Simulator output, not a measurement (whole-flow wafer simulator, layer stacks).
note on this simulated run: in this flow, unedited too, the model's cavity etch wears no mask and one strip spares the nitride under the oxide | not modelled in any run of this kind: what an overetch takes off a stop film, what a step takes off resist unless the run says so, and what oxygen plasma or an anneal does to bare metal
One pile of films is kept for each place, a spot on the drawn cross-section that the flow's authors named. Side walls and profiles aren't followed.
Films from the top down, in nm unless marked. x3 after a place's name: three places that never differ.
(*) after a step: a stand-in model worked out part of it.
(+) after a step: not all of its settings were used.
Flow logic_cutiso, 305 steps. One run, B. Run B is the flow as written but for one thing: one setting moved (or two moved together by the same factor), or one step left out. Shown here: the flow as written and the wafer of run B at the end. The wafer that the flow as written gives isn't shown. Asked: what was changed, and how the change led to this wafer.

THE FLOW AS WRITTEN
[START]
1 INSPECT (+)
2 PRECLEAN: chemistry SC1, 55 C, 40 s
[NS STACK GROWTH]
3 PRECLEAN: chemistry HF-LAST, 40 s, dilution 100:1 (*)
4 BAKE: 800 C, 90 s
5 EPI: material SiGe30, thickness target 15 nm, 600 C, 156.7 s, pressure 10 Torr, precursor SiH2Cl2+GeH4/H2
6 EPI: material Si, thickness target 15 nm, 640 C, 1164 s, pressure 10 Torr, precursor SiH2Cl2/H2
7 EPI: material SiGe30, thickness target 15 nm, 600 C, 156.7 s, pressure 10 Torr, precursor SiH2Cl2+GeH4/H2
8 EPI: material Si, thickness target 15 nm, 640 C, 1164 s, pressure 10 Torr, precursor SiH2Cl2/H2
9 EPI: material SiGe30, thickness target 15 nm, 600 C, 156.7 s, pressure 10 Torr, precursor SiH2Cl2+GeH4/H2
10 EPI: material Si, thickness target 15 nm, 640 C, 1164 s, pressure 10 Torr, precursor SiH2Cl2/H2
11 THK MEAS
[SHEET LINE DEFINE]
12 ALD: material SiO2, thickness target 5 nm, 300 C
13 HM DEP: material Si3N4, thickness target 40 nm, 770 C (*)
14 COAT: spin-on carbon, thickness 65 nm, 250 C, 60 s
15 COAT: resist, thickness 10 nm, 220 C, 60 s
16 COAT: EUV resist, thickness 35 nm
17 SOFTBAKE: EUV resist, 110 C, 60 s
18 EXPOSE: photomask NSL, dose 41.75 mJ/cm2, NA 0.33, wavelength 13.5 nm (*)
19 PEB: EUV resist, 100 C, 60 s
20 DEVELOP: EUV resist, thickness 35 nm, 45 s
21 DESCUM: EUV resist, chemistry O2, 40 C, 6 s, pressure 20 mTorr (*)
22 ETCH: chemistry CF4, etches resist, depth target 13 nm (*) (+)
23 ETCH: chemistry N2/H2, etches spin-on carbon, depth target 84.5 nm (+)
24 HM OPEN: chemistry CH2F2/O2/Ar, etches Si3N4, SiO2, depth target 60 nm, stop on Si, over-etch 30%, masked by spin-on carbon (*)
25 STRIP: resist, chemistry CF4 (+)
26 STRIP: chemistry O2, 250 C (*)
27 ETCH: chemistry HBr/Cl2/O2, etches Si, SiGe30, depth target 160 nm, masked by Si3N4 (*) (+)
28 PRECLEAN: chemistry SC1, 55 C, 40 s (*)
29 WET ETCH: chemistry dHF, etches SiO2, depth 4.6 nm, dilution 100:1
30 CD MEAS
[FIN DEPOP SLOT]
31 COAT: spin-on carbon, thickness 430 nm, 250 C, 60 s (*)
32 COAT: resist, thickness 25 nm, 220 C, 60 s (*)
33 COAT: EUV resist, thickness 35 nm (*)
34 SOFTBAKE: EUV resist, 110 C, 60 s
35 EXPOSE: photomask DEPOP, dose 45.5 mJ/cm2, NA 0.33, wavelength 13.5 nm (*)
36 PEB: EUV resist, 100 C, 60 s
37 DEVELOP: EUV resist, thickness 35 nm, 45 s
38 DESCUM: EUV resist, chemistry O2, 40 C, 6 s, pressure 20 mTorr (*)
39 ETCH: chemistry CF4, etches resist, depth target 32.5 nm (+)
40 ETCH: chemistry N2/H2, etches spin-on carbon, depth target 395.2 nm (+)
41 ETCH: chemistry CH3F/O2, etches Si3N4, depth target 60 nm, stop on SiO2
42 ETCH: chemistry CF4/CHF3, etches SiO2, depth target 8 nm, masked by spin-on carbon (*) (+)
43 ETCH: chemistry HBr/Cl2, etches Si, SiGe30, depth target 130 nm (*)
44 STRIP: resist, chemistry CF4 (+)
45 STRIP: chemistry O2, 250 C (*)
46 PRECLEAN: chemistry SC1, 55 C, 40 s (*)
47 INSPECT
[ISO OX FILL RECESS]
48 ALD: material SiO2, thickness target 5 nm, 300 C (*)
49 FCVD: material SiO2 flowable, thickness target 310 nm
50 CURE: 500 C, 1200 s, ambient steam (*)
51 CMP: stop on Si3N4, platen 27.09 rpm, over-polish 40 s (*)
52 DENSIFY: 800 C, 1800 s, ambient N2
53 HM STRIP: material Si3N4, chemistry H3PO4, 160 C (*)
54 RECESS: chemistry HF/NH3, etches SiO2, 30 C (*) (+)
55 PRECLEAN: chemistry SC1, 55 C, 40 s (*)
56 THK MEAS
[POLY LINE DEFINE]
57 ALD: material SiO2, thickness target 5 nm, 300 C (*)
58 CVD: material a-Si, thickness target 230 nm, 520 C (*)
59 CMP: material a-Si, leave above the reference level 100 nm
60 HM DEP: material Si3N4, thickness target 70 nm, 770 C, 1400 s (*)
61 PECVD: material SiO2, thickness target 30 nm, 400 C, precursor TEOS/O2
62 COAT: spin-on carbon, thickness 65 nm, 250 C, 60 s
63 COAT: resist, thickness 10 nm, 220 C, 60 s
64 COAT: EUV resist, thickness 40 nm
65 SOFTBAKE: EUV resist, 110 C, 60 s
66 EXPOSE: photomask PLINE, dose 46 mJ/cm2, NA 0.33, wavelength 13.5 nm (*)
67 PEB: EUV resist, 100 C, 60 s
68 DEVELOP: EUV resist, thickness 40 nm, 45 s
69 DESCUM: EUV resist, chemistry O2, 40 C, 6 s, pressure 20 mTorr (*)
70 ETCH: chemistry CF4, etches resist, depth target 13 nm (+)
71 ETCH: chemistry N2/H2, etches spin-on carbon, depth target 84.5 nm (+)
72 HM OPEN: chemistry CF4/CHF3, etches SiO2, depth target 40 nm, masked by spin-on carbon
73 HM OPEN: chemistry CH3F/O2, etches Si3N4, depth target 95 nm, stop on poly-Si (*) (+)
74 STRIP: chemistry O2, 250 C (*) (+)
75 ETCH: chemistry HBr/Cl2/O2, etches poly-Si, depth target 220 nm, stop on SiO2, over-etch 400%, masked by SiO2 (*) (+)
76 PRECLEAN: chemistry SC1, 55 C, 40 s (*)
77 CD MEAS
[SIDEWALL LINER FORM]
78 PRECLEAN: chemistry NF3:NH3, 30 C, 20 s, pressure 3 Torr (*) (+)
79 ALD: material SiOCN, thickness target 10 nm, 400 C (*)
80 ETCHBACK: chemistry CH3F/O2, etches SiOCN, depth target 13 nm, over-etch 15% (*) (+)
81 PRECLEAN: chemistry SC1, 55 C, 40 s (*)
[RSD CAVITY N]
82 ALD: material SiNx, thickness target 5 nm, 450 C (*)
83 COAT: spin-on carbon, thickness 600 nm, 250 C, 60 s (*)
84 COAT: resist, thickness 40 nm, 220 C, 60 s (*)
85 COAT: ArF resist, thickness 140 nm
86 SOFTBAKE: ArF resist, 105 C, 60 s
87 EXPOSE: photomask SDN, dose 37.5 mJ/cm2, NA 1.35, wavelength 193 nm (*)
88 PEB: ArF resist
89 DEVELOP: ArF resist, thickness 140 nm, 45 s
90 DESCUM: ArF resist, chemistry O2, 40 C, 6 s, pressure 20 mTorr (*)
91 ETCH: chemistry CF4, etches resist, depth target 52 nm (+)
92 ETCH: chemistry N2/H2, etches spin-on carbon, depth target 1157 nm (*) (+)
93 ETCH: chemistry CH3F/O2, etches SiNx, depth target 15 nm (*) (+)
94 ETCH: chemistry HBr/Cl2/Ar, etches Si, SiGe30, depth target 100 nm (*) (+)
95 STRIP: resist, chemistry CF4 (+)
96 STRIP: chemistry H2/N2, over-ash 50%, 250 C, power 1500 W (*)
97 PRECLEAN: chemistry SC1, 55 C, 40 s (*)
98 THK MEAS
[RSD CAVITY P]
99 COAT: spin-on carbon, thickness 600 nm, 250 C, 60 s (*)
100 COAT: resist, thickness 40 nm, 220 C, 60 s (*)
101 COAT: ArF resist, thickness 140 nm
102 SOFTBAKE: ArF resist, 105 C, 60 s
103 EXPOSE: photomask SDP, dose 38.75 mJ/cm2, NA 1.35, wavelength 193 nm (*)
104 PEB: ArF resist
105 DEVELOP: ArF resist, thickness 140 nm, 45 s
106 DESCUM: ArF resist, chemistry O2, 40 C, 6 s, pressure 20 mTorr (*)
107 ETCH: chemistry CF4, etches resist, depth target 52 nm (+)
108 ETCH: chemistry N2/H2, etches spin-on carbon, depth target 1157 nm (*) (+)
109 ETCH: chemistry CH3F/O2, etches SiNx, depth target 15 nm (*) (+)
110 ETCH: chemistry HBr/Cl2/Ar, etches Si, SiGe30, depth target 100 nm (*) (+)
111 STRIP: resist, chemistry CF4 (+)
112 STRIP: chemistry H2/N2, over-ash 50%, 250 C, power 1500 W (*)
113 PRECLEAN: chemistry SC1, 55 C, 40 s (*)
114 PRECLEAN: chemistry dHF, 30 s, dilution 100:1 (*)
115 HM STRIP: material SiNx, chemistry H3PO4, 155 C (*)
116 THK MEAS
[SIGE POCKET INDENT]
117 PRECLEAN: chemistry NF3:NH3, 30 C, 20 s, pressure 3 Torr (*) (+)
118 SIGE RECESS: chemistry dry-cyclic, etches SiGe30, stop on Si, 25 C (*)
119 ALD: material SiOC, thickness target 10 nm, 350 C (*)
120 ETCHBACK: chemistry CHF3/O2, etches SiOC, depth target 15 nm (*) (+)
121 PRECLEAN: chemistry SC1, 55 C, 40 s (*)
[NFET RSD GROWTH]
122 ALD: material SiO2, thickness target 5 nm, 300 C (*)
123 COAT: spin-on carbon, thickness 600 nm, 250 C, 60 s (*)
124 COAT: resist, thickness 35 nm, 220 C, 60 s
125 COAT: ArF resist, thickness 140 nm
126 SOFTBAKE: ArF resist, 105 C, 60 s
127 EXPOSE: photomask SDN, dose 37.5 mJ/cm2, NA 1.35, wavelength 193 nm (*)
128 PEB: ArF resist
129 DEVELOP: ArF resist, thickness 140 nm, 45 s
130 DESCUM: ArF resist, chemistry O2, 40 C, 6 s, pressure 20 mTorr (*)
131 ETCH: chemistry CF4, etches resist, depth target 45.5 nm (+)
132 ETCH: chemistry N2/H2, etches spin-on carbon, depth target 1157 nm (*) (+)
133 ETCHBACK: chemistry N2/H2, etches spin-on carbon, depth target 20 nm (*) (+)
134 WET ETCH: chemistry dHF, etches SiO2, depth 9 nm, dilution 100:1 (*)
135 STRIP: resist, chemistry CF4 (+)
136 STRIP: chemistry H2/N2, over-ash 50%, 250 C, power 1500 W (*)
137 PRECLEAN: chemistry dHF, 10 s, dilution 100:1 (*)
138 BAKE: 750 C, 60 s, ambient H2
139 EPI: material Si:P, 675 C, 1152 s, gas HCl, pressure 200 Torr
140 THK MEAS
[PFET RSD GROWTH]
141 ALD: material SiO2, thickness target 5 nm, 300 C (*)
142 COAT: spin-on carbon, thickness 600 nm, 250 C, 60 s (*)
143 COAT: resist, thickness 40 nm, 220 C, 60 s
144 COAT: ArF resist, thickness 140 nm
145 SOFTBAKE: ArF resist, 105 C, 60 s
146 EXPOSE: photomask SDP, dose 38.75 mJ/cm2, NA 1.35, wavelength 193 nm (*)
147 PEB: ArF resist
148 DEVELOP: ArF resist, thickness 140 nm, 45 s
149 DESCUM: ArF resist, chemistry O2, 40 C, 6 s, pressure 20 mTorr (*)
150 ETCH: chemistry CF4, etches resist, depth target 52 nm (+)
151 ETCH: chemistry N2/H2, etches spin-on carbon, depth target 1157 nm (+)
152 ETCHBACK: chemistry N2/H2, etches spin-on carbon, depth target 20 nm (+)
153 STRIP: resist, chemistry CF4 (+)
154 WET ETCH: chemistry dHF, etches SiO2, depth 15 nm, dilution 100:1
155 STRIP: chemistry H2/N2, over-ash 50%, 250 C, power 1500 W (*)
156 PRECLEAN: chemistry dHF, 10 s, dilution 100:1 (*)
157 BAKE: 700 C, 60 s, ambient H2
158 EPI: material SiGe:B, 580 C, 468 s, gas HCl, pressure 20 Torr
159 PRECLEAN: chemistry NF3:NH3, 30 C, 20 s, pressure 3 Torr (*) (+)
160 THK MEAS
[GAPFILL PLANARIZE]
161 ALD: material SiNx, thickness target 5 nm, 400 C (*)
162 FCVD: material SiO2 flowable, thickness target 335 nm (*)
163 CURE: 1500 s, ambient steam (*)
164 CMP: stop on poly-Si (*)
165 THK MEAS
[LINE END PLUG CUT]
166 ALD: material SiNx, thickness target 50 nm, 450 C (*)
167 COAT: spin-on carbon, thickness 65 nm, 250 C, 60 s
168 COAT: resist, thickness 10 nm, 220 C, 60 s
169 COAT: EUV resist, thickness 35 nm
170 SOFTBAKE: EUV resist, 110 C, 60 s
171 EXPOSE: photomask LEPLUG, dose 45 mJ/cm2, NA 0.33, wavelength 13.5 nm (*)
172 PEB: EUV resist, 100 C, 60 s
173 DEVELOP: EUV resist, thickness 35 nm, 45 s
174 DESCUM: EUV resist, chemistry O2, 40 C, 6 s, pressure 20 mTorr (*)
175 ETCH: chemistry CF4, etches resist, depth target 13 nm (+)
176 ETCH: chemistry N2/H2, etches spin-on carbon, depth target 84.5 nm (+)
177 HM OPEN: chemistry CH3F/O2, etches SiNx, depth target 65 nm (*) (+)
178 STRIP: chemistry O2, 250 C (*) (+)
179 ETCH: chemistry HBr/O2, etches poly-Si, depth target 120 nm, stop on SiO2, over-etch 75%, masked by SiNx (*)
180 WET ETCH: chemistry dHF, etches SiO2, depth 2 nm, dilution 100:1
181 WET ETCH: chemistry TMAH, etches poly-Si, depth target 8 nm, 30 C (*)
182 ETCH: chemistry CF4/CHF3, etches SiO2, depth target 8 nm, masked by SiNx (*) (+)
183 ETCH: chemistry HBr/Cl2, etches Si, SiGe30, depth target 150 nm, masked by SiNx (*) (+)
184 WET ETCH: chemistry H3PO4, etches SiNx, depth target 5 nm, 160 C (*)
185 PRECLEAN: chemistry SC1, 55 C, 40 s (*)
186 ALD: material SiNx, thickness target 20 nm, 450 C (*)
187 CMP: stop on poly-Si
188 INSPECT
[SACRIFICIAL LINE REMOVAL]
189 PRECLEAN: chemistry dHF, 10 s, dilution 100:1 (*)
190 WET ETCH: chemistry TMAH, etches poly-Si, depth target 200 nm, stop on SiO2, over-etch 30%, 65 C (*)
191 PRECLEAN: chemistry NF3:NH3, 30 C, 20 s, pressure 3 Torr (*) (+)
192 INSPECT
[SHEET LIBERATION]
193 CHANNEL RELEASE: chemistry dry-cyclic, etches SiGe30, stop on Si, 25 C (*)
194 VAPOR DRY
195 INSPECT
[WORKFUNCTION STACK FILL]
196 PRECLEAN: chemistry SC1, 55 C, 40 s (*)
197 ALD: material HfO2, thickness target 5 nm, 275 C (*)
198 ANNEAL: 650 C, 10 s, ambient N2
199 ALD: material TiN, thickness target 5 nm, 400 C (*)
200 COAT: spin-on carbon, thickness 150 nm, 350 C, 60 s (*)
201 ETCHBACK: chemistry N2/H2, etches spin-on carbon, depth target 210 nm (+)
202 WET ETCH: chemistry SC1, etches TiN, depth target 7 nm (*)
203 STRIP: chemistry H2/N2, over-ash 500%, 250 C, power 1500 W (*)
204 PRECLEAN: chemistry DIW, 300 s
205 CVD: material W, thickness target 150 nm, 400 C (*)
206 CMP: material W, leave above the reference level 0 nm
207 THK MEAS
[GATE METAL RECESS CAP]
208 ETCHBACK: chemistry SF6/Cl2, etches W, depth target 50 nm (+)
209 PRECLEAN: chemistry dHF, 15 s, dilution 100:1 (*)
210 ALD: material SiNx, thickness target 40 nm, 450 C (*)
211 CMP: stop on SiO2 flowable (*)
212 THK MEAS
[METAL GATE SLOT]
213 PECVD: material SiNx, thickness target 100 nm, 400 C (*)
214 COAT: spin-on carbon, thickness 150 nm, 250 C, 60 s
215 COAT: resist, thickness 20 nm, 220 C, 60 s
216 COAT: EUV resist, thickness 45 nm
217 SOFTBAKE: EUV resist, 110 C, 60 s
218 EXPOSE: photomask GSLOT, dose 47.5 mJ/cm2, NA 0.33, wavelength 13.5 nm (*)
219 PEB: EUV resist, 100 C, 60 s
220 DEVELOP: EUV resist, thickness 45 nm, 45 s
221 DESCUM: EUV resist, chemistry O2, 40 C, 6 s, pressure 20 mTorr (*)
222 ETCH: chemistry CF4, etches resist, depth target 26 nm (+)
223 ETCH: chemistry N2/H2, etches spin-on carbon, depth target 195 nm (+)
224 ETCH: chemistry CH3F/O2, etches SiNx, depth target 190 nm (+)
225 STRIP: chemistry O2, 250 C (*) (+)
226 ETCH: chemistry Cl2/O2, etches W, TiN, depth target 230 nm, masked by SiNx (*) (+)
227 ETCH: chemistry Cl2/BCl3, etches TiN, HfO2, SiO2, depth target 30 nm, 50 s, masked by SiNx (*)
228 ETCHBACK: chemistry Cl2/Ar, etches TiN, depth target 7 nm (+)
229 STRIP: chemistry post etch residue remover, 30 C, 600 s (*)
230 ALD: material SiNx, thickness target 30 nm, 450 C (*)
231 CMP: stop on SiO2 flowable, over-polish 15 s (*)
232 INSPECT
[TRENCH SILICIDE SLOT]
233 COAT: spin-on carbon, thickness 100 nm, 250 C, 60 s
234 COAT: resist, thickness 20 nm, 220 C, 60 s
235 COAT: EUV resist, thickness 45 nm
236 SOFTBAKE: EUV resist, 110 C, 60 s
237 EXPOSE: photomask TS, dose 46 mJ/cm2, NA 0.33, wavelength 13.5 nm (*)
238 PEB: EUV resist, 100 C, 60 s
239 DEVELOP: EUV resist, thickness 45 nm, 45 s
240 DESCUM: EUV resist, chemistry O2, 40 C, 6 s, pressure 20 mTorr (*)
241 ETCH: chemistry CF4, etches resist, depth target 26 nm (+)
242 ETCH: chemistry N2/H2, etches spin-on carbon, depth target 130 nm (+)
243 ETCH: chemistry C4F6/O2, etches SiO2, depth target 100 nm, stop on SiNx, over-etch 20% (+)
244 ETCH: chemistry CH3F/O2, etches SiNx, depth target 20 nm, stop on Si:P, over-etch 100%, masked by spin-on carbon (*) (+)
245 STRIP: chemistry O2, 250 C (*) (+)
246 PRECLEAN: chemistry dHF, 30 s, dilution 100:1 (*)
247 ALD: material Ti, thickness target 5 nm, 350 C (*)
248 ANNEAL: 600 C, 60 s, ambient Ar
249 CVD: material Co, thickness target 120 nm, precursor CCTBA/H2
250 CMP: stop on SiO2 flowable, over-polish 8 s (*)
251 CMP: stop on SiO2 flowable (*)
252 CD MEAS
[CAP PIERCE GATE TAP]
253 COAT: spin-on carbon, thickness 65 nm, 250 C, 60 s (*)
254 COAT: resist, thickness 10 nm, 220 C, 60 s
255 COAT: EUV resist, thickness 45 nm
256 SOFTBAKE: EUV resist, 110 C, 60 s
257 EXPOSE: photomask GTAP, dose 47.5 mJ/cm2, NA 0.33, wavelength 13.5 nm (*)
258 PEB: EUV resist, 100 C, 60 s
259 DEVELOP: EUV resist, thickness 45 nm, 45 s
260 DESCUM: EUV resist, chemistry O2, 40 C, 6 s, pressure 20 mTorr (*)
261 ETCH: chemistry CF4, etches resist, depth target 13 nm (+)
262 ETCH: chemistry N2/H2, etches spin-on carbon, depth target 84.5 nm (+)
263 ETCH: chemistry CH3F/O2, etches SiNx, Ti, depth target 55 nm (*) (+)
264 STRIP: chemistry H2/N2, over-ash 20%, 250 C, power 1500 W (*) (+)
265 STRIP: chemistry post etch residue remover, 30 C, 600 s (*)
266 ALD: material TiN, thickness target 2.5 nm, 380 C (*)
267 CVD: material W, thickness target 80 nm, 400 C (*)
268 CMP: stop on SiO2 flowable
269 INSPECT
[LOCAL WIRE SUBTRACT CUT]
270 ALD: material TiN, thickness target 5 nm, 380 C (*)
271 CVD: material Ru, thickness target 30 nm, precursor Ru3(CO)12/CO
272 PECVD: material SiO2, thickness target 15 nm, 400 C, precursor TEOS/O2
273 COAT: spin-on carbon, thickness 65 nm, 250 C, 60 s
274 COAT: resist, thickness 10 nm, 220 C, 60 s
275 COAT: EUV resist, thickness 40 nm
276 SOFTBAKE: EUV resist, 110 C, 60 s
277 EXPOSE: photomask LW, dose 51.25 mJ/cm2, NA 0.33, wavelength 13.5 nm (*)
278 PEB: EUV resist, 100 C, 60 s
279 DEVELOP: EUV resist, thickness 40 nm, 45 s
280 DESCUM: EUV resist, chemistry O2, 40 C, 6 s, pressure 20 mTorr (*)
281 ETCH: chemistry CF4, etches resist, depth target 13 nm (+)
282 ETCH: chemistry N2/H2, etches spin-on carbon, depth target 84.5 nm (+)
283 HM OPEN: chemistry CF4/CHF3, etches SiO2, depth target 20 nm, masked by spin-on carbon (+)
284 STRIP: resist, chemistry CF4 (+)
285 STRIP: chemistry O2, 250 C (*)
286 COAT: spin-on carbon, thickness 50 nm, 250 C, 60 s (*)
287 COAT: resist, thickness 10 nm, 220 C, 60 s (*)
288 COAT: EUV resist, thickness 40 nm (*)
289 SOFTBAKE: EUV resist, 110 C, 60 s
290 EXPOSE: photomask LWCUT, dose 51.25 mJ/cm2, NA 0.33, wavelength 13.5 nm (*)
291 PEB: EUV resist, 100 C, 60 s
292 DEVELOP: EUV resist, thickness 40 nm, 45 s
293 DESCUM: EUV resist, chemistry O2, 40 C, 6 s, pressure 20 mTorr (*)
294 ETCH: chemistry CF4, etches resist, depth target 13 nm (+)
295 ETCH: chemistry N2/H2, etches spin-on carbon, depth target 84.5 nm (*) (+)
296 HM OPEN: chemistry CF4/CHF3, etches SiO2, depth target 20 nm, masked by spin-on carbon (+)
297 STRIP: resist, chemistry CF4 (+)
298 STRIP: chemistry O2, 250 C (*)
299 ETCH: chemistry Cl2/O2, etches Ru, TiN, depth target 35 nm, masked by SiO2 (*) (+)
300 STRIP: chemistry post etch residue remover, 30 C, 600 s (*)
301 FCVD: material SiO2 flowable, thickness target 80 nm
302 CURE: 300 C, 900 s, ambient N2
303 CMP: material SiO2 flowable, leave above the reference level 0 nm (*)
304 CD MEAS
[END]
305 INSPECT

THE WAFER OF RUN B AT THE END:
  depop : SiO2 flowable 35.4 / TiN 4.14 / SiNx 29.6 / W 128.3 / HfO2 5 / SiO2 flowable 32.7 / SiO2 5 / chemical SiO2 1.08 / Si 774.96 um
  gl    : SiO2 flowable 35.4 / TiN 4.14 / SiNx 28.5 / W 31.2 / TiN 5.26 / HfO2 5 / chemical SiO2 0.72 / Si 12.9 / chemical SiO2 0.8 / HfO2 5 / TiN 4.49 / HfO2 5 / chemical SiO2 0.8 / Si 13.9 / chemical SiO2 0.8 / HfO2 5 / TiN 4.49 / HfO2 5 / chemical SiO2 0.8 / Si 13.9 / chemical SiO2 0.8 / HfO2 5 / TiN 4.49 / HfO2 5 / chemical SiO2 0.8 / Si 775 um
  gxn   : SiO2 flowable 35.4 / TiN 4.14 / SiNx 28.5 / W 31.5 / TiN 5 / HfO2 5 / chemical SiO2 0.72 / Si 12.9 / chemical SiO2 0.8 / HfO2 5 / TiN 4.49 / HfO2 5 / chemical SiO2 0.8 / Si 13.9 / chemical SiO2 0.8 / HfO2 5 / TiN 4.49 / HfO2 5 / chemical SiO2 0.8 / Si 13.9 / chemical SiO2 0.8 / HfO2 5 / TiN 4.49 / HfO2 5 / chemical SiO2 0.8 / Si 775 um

The cause: step 271, CVD: thickness target 34.5 nm was run, where the flow has thickness target 30 nm.

How the change led to this, step by step:
  271 CVD: material Ru, thickness target 30 nm, precursor Ru3(CO)12/CO
      depop, dpovl, gfld and 19 more: Ru +34.5 (new film) (as written it would be: Ru +30 (new film))
  299 ETCH: chemistry Cl2/O2, etches Ru, TiN, depth target 35 nm, masked by SiO2 (*) (+)
      depop, dpovl, gfld and 14 more: Ru -34.1 (all of it), TiN -0.86 (as written it would be: Ru -29.6 (all of it), TiN -5 (all of it))
      rsdw: Ru -34.1 (all of it), TiN -0.85 (as written it would be: Ru -29.6 (all of it), TiN -5 (all of it))
  301 FCVD: material SiO2 flowable, thickness target 80 nm
      iso, rsdx: SiO2 flowable +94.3 (new film) (as written it would be: SiO2 flowable +94.2)
Counting metal films that touch as one body, depop has 2 bodies (between them, from the top down: SiNx 29.6); the flow as written gives 1 body.
Counting metal films that touch as one body, gl has 5 bodies (between them, from the top down: SiNx 28.5; HfO2 5 / chemical SiO2 0.72 / Si 12.9 / chemical SiO2 0.8 / HfO2 5; HfO2 5 / chemical SiO2 0.8 / Si 13.9 / chemical SiO2 0.8 / HfO2 5; HfO2 5 / chemical SiO2 0.8 / Si 13.9 / chemical SiO2 0.8 / HfO2 5); the flow as written gives 4 bodies (between them, from the top down: HfO2 5 / chemical SiO2 0.72 / Si 12.9 / chemical SiO2 0.8 / HfO2 5; HfO2 5 / chemical SiO2 0.8 / Si 13.9 / chemical SiO2 0.8 / HfO2 5; HfO2 5 / chemical SiO2 0.8 / Si 13.9 / chemical SiO2 0.8 / HfO2 5).
Counting metal films that touch as one body, gxn has 5 bodies (between them, from the top down: SiNx 28.5; HfO2 5 / chemical SiO2 0.72 / Si 12.9 / chemical SiO2 0.8 / HfO2 5; HfO2 5 / chemical SiO2 0.8 / Si 13.9 / chemical SiO2 0.8 / HfO2 5; HfO2 5 / chemical SiO2 0.8 / Si 13.9 / chemical SiO2 0.8 / HfO2 5); the flow as written gives 4 bodies (between them, from the top down: HfO2 5 / chemical SiO2 0.72 / Si 12.9 / chemical SiO2 0.8 / HfO2 5; HfO2 5 / chemical SiO2 0.8 / Si 13.9 / chemical SiO2 0.8 / HfO2 5; HfO2 5 / chemical SiO2 0.8 / Si 13.9 / chemical SiO2 0.8 / HfO2 5).
